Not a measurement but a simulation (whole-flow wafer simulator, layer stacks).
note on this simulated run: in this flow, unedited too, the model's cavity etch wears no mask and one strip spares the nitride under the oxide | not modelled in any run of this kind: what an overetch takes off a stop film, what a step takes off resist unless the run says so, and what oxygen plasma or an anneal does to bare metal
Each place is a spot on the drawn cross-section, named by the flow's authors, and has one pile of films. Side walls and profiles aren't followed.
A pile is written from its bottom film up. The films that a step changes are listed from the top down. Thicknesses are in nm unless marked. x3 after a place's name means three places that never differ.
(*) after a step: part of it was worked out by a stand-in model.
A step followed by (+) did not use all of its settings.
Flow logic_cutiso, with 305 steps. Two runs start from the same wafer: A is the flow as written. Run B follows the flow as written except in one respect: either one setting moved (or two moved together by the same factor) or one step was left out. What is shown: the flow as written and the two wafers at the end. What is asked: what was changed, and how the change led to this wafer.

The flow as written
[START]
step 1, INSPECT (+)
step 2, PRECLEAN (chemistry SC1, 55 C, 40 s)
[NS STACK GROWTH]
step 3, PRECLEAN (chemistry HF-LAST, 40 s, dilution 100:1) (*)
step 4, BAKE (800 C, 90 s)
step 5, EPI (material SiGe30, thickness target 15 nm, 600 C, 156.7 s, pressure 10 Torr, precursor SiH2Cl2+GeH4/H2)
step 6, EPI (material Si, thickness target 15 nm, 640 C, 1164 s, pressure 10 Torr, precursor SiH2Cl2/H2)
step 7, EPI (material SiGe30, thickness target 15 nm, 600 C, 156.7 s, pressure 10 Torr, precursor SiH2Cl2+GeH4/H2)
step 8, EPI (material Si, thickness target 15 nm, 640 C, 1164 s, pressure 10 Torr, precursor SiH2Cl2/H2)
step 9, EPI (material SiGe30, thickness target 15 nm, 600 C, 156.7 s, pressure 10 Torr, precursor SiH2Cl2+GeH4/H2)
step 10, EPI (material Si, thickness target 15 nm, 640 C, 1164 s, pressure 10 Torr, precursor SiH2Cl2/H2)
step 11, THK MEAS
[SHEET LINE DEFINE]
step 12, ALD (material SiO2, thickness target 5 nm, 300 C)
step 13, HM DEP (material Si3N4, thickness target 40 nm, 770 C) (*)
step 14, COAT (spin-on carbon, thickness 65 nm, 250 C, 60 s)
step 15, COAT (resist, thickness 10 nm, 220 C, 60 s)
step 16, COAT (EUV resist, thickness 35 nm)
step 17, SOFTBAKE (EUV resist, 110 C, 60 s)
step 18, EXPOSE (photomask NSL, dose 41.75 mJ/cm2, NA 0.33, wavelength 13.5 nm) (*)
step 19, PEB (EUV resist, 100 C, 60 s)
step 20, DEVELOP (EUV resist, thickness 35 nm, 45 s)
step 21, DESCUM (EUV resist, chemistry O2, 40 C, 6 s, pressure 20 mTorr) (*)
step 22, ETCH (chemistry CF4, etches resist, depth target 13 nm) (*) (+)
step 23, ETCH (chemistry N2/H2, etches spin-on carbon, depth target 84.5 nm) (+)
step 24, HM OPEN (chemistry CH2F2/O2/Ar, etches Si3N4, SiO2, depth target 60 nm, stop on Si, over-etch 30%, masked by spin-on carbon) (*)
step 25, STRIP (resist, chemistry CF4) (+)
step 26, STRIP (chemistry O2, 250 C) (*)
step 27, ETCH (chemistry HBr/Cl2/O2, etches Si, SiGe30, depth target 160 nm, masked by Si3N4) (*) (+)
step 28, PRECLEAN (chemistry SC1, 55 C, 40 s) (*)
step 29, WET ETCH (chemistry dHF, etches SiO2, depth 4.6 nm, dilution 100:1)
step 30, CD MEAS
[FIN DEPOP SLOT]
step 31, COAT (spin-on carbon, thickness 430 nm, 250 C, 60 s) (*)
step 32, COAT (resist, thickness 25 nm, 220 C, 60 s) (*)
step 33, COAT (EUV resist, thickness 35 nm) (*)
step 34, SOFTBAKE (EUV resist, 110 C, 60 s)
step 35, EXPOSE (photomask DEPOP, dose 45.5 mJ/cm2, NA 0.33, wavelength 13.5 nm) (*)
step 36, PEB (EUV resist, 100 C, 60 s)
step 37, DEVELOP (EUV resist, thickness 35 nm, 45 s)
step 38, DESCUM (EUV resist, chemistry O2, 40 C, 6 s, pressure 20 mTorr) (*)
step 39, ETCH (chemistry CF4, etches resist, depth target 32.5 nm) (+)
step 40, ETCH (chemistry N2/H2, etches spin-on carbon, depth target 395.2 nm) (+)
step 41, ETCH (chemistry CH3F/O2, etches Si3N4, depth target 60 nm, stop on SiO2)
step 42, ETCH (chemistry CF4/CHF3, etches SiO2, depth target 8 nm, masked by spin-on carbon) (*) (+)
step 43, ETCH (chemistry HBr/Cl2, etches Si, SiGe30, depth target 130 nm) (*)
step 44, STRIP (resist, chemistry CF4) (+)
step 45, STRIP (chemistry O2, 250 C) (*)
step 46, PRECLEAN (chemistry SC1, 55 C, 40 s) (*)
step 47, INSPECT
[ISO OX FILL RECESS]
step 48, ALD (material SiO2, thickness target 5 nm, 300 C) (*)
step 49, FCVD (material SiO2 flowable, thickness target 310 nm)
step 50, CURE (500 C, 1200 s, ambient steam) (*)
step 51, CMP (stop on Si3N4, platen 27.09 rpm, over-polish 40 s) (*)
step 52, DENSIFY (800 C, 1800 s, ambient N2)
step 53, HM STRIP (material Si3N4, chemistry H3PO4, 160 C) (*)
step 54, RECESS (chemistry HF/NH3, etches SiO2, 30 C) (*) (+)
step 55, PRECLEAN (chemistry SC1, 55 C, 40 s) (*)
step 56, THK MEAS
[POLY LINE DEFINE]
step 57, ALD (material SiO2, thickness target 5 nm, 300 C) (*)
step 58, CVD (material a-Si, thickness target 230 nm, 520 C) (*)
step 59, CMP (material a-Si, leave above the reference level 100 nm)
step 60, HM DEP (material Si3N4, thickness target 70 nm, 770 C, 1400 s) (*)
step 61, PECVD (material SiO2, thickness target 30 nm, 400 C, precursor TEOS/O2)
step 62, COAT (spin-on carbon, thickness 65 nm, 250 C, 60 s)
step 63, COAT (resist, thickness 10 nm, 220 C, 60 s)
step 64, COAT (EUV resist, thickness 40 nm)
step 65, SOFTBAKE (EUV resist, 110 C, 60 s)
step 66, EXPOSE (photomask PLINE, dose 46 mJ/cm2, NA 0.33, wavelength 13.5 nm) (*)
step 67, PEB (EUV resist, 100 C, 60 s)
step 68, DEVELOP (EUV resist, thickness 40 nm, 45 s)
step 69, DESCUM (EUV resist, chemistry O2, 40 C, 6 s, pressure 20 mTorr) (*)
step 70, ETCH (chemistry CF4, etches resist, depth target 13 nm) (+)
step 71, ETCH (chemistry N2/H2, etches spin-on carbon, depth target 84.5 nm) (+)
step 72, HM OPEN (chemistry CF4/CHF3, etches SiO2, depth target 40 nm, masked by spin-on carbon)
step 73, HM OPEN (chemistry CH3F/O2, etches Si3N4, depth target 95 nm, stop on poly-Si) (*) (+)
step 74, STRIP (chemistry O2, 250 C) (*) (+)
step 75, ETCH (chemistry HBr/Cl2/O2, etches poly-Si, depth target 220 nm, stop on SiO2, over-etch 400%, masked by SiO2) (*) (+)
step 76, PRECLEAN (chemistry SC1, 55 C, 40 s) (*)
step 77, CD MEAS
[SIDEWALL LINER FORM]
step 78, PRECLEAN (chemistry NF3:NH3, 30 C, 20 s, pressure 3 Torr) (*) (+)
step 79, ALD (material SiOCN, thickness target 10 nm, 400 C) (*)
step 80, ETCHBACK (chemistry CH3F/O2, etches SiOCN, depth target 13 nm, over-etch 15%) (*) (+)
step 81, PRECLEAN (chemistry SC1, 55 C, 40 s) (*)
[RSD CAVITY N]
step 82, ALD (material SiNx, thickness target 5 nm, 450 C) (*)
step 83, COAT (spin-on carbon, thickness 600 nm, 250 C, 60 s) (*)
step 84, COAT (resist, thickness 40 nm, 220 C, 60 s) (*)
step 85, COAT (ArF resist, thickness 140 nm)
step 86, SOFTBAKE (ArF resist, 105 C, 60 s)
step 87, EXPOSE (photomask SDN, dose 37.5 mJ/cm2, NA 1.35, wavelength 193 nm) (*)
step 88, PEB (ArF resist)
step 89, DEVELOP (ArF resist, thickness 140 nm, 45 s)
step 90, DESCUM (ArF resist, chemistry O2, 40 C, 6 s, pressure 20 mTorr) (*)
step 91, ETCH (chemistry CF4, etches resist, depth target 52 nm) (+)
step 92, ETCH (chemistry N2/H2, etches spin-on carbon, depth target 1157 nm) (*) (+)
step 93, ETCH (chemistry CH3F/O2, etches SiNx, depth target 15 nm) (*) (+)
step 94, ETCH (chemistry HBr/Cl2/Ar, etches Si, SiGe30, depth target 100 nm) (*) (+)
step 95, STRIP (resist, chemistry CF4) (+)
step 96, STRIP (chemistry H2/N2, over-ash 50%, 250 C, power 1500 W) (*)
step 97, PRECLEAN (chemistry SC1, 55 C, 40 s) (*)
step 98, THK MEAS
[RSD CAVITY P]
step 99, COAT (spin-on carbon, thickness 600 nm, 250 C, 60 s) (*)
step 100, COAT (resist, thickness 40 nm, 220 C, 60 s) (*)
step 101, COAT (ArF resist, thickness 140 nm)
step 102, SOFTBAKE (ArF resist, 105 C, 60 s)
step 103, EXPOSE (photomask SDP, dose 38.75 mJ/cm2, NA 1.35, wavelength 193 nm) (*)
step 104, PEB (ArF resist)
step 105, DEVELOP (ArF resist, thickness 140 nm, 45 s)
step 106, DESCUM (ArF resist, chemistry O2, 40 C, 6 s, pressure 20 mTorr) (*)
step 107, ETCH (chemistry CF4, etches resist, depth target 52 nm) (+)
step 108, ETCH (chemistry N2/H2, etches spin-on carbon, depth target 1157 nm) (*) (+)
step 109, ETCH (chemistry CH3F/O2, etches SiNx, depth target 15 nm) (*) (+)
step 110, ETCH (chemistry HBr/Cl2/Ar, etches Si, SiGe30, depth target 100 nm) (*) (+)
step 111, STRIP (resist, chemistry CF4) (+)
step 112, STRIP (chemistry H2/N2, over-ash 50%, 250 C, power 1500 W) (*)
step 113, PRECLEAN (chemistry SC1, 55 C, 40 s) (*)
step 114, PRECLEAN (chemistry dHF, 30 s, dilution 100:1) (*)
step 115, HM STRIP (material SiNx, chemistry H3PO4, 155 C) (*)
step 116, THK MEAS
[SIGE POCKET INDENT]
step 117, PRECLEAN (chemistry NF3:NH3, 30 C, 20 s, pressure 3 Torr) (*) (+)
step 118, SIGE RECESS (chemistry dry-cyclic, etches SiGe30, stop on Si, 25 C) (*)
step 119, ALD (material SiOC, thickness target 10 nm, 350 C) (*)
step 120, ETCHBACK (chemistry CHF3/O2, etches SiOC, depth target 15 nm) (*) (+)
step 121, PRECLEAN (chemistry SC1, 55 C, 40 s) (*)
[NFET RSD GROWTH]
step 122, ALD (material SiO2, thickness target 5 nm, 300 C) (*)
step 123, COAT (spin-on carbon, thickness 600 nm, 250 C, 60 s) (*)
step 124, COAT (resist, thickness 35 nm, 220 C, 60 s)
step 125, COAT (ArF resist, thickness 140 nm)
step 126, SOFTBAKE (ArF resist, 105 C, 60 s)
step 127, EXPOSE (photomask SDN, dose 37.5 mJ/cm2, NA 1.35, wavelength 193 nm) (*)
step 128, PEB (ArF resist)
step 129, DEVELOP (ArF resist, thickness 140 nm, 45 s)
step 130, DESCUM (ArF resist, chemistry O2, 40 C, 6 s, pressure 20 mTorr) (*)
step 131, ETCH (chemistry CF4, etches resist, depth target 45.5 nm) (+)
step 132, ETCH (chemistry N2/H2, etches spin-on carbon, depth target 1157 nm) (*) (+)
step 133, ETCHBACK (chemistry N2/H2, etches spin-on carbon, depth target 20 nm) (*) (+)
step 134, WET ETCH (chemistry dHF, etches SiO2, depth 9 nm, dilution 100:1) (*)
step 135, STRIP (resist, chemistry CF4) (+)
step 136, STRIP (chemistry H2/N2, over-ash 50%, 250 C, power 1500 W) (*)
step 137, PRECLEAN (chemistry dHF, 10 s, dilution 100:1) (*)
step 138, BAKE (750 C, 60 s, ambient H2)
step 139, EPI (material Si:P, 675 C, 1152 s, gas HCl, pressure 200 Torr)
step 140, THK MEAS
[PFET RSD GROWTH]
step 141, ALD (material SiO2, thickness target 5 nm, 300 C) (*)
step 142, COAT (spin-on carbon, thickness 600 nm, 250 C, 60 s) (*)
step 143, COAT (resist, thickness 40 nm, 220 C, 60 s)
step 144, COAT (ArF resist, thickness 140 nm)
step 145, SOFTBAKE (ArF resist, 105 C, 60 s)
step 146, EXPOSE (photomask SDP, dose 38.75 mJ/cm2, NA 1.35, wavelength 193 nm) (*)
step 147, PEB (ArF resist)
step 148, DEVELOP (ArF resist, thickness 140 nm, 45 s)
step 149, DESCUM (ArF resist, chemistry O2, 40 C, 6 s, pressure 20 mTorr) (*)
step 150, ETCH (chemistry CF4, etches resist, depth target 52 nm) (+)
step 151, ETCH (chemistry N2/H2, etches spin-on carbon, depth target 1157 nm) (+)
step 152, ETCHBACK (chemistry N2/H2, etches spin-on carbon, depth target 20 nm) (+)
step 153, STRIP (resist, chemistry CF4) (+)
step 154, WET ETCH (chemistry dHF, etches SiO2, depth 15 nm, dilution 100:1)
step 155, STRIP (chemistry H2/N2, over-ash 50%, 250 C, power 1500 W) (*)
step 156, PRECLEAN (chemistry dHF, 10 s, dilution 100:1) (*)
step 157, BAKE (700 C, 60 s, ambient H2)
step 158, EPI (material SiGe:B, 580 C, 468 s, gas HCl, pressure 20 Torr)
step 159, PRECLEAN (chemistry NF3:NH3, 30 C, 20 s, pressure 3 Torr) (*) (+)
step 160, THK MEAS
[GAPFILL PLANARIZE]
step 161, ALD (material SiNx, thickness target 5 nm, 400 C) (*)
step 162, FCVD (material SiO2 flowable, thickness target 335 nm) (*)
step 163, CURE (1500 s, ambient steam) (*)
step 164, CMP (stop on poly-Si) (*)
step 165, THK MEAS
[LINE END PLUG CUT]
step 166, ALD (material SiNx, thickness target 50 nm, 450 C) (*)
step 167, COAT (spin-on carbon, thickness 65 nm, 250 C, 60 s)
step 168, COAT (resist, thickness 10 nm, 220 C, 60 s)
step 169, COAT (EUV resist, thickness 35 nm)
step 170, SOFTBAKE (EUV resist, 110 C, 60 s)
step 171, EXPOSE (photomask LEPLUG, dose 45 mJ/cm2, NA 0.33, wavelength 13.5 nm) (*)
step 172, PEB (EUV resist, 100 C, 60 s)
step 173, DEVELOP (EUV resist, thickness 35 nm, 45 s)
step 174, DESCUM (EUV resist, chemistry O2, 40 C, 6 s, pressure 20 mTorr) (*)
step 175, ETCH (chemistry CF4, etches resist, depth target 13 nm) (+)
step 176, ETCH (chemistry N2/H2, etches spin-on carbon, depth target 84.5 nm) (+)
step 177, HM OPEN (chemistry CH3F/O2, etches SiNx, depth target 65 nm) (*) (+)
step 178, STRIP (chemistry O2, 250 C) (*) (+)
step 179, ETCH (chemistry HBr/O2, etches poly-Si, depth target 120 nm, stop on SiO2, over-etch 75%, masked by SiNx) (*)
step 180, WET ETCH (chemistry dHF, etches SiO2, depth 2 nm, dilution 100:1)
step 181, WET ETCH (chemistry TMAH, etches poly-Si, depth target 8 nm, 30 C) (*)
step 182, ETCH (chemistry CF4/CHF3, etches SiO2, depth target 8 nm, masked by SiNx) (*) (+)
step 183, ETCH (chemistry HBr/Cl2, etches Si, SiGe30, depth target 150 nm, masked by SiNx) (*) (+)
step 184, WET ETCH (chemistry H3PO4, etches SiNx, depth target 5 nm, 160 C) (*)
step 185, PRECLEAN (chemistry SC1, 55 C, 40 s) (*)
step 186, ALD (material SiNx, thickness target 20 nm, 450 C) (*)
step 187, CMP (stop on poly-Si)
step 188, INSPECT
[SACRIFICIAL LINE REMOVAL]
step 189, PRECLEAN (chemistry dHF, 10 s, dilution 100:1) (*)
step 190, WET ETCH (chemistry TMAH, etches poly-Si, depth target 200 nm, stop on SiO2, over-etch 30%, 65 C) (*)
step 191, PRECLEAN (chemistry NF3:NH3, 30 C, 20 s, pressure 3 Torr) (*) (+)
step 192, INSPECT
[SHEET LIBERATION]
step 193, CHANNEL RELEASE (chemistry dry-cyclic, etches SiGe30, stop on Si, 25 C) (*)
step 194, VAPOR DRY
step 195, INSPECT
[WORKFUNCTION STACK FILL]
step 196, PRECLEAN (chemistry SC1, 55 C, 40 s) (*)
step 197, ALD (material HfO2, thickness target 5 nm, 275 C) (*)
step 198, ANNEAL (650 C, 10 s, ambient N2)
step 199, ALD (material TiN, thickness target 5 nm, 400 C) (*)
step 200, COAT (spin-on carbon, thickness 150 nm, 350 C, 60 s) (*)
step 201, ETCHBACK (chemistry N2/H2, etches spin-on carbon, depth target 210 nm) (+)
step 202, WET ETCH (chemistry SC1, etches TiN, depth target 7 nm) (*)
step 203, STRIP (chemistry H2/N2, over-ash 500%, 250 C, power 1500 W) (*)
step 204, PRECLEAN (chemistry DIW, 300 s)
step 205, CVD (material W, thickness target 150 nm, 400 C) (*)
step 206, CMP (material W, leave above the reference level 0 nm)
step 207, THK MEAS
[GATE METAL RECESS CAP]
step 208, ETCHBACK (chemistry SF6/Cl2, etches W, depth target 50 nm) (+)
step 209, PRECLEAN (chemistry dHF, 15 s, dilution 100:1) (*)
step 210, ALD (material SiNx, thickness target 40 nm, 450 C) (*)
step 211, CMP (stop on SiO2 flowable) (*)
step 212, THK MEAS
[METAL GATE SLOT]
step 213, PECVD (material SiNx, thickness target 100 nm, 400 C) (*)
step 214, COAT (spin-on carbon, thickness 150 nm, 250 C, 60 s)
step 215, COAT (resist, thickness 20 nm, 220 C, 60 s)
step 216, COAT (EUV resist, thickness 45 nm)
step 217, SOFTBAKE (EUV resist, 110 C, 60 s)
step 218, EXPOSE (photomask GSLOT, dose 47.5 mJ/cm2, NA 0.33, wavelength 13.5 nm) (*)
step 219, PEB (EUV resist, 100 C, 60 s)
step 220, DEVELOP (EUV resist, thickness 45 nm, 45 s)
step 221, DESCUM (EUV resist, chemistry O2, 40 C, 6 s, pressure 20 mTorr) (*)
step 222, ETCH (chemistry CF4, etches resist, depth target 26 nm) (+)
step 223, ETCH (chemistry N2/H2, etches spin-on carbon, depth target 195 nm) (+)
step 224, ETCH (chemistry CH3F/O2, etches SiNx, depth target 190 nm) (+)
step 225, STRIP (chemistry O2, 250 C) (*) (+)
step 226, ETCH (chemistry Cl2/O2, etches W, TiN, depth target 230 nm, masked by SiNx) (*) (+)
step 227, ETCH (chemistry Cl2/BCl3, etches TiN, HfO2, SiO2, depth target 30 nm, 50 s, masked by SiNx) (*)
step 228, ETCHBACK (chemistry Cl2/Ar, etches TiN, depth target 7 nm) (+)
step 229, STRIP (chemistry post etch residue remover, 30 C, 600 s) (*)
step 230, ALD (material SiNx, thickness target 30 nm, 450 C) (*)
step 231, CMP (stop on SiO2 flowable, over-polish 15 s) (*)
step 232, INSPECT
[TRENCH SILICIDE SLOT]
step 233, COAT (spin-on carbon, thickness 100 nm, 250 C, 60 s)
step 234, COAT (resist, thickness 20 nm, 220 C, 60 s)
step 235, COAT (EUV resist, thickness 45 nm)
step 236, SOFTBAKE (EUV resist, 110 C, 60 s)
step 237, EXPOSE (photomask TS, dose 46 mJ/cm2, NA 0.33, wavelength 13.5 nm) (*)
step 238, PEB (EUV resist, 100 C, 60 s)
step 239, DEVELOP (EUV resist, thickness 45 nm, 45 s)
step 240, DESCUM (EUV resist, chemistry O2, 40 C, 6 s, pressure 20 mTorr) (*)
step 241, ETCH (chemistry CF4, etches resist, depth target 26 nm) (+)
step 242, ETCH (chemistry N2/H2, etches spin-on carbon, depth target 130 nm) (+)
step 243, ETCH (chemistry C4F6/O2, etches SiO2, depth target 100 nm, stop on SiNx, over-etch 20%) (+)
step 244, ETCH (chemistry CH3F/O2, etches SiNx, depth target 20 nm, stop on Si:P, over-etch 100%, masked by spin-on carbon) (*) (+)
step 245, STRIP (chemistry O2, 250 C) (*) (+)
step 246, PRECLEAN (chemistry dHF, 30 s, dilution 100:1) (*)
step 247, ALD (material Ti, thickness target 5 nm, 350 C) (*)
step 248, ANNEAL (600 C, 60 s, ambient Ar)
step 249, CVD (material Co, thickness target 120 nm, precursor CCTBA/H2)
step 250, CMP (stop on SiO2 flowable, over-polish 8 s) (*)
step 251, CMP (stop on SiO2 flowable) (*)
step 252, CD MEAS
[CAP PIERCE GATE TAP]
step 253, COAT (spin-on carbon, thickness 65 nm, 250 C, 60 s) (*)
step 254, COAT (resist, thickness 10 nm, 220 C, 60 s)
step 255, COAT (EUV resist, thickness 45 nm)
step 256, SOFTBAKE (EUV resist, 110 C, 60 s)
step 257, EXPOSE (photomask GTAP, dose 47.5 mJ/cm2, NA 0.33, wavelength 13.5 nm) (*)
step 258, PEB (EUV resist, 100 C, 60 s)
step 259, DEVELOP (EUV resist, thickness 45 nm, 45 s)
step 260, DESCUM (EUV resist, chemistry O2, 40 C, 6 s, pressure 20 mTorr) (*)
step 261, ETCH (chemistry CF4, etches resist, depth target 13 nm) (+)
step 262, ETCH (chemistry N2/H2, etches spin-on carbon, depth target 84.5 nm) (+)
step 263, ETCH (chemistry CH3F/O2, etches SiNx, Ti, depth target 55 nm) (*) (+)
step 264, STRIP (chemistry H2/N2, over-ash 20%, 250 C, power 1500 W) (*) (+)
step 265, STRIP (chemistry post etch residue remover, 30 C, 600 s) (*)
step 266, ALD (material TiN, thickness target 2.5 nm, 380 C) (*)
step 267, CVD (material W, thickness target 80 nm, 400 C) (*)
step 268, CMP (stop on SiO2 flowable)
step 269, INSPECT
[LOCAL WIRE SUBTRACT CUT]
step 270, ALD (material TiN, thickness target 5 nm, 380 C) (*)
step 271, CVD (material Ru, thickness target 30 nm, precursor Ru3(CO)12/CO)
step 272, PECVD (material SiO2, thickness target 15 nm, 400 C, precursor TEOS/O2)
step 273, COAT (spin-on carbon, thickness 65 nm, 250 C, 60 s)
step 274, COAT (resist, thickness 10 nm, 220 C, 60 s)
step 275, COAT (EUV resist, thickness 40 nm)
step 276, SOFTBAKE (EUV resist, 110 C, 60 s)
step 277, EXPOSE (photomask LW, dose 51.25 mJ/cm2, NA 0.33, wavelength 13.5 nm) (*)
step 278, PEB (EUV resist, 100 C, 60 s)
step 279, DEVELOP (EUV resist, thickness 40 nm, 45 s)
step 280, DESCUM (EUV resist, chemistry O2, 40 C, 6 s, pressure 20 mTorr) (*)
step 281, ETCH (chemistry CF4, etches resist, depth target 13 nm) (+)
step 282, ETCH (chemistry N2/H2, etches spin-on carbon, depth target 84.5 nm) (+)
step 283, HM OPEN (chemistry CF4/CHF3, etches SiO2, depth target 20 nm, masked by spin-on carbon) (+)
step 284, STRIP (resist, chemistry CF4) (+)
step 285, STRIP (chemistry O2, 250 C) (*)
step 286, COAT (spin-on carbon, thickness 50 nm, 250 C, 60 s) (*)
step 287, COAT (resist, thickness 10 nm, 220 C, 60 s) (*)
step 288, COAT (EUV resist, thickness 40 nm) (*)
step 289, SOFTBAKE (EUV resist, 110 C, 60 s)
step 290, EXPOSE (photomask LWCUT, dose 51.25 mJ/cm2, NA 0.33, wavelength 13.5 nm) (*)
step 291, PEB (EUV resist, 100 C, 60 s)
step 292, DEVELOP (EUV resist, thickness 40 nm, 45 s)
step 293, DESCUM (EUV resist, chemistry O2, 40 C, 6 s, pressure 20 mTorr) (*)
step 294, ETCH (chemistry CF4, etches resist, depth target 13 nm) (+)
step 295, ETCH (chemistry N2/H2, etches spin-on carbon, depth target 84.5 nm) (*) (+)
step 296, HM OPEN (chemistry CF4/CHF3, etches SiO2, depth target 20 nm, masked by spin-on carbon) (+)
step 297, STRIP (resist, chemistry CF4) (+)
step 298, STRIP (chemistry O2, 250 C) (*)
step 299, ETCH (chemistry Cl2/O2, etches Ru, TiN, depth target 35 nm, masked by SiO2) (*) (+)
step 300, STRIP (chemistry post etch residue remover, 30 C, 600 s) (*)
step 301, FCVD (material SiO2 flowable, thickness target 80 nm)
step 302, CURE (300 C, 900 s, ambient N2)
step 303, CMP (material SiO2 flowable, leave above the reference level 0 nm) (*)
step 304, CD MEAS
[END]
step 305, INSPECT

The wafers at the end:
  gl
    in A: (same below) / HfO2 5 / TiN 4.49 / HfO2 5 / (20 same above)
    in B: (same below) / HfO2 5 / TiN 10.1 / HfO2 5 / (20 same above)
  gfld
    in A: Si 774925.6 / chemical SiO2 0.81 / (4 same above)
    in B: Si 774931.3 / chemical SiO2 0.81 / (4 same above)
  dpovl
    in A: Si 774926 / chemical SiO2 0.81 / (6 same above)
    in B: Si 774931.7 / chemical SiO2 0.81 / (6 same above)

Cause: step 5, EPI: thickness target 20.6 nm was run, whereas the flow has thickness target 15 nm; step 5, EPI: 215.5 s was run, where the flow has 156.7 s.

Step by step, how the change led to this:
  step 5, EPI (material SiGe30, thickness target 15 nm, 600 C, 156.7 s, pressure 10 Torr, precursor SiH2Cl2+GeH4/H2)
      depop, dpovl, gfld and 19 more: A +15 SiGe30 (new film) | B +20.6 SiGe30 (new film)
  step 27, ETCH (chemistry HBr/Cl2/O2, etches Si, SiGe30, depth target 160 nm, masked by Si3N4) (*) (+)
      gfld, gxf, iso, lnri: A -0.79 chemical SiO2 (all of it), -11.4 Si (all of it), -15 SiGe30 (all of it), -15 Si (all of it), -15 SiGe30 (all of it), -15 Si (all of it), -15 SiGe30 (all of it), -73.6 Si | B -0.79 chemical SiO2 (all of it), -11.4 Si (all of it), -15 SiGe30 (all of it), -15 Si (all of it), -15 SiGe30 (all of it), -15 Si (all of it), -20.6 SiGe30 (all of it), -68 Si
      dpovl, nsgap: A -0.79 chemical SiO2 (all of it), -11.8 Si (all of it), -15 SiGe30 (all of it), -15 Si (all of it), -15 SiGe30 (all of it), -15 Si (all of it), -15 SiGe30 (all of it), -73.2 Si | B -0.79 chemical SiO2 (all of it), -11.8 Si (all of it), -15 SiGe30 (all of it), -15 Si (all of it), -15 SiGe30 (all of it), -15 Si (all of it), -20.6 SiGe30 (all of it), -67.6 Si
      (and at 1 other place as well)
  step 43, ETCH (chemistry HBr/Cl2, etches Si, SiGe30, depth target 130 nm) (*)
      depop: A -14 Si (all of it), -15 SiGe30 (all of it), -15 Si (all of it), -15 SiGe30 (all of it), -15 Si (all of it), -15 SiGe30 (all of it), -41 Si | B -14 Si (all of it), -15 SiGe30 (all of it), -15 Si (all of it), -15 SiGe30 (all of it), -15 Si (all of it), -20.6 SiGe30 (all of it), -35.3 Si
  step 94, ETCH (chemistry HBr/Cl2/Ar, etches Si, SiGe30, depth target 100 nm) (*) (+)
      rsdn, rsdx: A -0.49 chemical SiO2 (all of it), -12.8 Si (all of it), -15 SiGe30 (all of it), -15 Si (all of it), -15 SiGe30 (all of it), -15 Si (all of it), -15 SiGe30 (all of it), -12.2 Si | B -0.49 chemical SiO2 (all of it), -12.8 Si (all of it), -15 SiGe30 (all of it), -15 Si (all of it), -15 SiGe30 (all of it), -15 Si (all of it), -20.6 SiGe30 (all of it), -6.53 Si
  step 110, ETCH (chemistry HBr/Cl2/Ar, etches Si, SiGe30, depth target 100 nm) (*) (+)
      rsdp, rsdw: A -0.49 chemical SiO2 (all of it), -12.8 Si (all of it), -15 SiGe30 (all of it), -15 Si (all of it), -15 SiGe30 (all of it), -15 Si (all of it), -15 SiGe30 (all of it), -12.2 Si | B -0.49 chemical SiO2 (all of it), -12.8 Si (all of it), -15 SiGe30 (all of it), -15 Si (all of it), -15 SiGe30 (all of it), -15 Si (all of it), -20.6 SiGe30 (all of it), -6.53 Si
  step 118, SIGE RECESS (chemistry dry-cyclic, etches SiGe30, stop on Si, 25 C) (*)
      lnr, lnrp, lnrt: A -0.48 SiOCN, -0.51 Si, +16 cavity (new film), -15 SiGe30 (all of it), -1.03 Si, +16 cavity (new film), -15 SiGe30 (all of it), -1.03 Si, +16 cavity (new film), -15 SiGe30 (all of it), -0.51 Si | B -0.48 SiOCN, -0.51 Si, +16 cavity (new film), -15 SiGe30 (all of it), -1.03 Si, +16 cavity (new film), -15 SiGe30 (all of it), -1.03 Si, +21.7 cavity (new film), -20.6 SiGe30 (all of it), -0.51 Si
  step 119, ALD (material SiOC, thickness target 10 nm, 350 C) (*)
      lnr, lnrp, lnrt: A +10 SiOC (new film), +16 SiOC (new film), -16 cavity (all of it), +16 SiOC (new film), -16 cavity (all of it), +16 SiOC (new film), -16 cavity (all of it) | B +10 SiOC (new film), +16 SiOC (new film), -16 cavity (all of it), +16 SiOC (new film), -16 cavity (all of it), +21.7 SiOC (new film), -21.7 cavity (all of it)
  step 183, ETCH (chemistry HBr/Cl2, etches Si, SiGe30, depth target 150 nm, masked by SiNx) (*) (+)
      plug: A -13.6 Si (all of it), -15 SiGe30 (all of it), -15 Si (all of it), -15 SiGe30 (all of it), -15 Si (all of it), -15 SiGe30 (all of it), -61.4 Si | B -13.6 Si (all of it), -15 SiGe30 (all of it), -15 Si (all of it), -15 SiGe30 (all of it), -15 Si (all of it), -20.6 SiGe30 (all of it), -55.8 Si
  step 193, CHANNEL RELEASE (chemistry dry-cyclic, etches SiGe30, stop on Si, 25 C) (*)
      gl, glp, gxn, gxp, ns, tap: A +0.8 chemical SiO2 (new film), -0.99 Si, +0.8 chemical SiO2 (new film), +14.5 cavity (new film), +0.8 chemical SiO2 (new film), -15 SiGe30 (all of it), -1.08 Si, +0.8 chemical SiO2 (new film), +14.5 cavity (new film), +0.8 chemical SiO2 (new film), -15 SiGe30 (all of it), -1.08 Si, +0.8 chemical SiO2 (new film), +14.5 cavity (new film), +0.8 chemical SiO2 (new film), -15 SiGe30 (all of it), -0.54 Si | B +0.8 chemical SiO2 (new film), -0.99 Si, +0.8 chemical SiO2 (new film), +14.5 cavity (new film), +0.8 chemical SiO2 (new film), -15 SiGe30 (all of it), -1.08 Si, +0.8 chemical SiO2 (new film), +14.5 cavity (new film), +0.8 chemical SiO2 (new film), -15 SiGe30 (all of it), -1.08 Si, +0.8 chemical SiO2 (new film), +20.1 cavity (new film), +0.8 chemical SiO2 (new film), -20.6 SiGe30 (all of it), -0.54 Si
  step 199, ALD (material TiN, thickness target 5 nm, 400 C) (*)
      gl, glp, tap: A +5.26 TiN (new film), +4.49 TiN (new film), -4.49 cavity (all of it), +4.49 TiN (new film), -4.49 cavity (all of it), +4.49 TiN (new film), -4.49 cavity (all of it) | B +5.26 TiN (new film), +4.49 TiN (new film), -4.49 cavity (all of it), +4.49 TiN (new film), -4.49 cavity (all of it), +10.1 TiN (new film), -10.1 cavity (all of it)
      gxn, gxp, ns: A +5 TiN (new film), +4.49 TiN (new film), -4.49 cavity (all of it), +4.49 TiN (new film), -4.49 cavity (all of it), +4.49 TiN (new film), -4.49 cavity (all of it) | B +5 TiN (new film), +4.49 TiN (new film), -4.49 cavity (all of it), +4.49 TiN (new film), -4.49 cavity (all of it), +10.1 TiN (new film), -10.1 cavity (all of it)
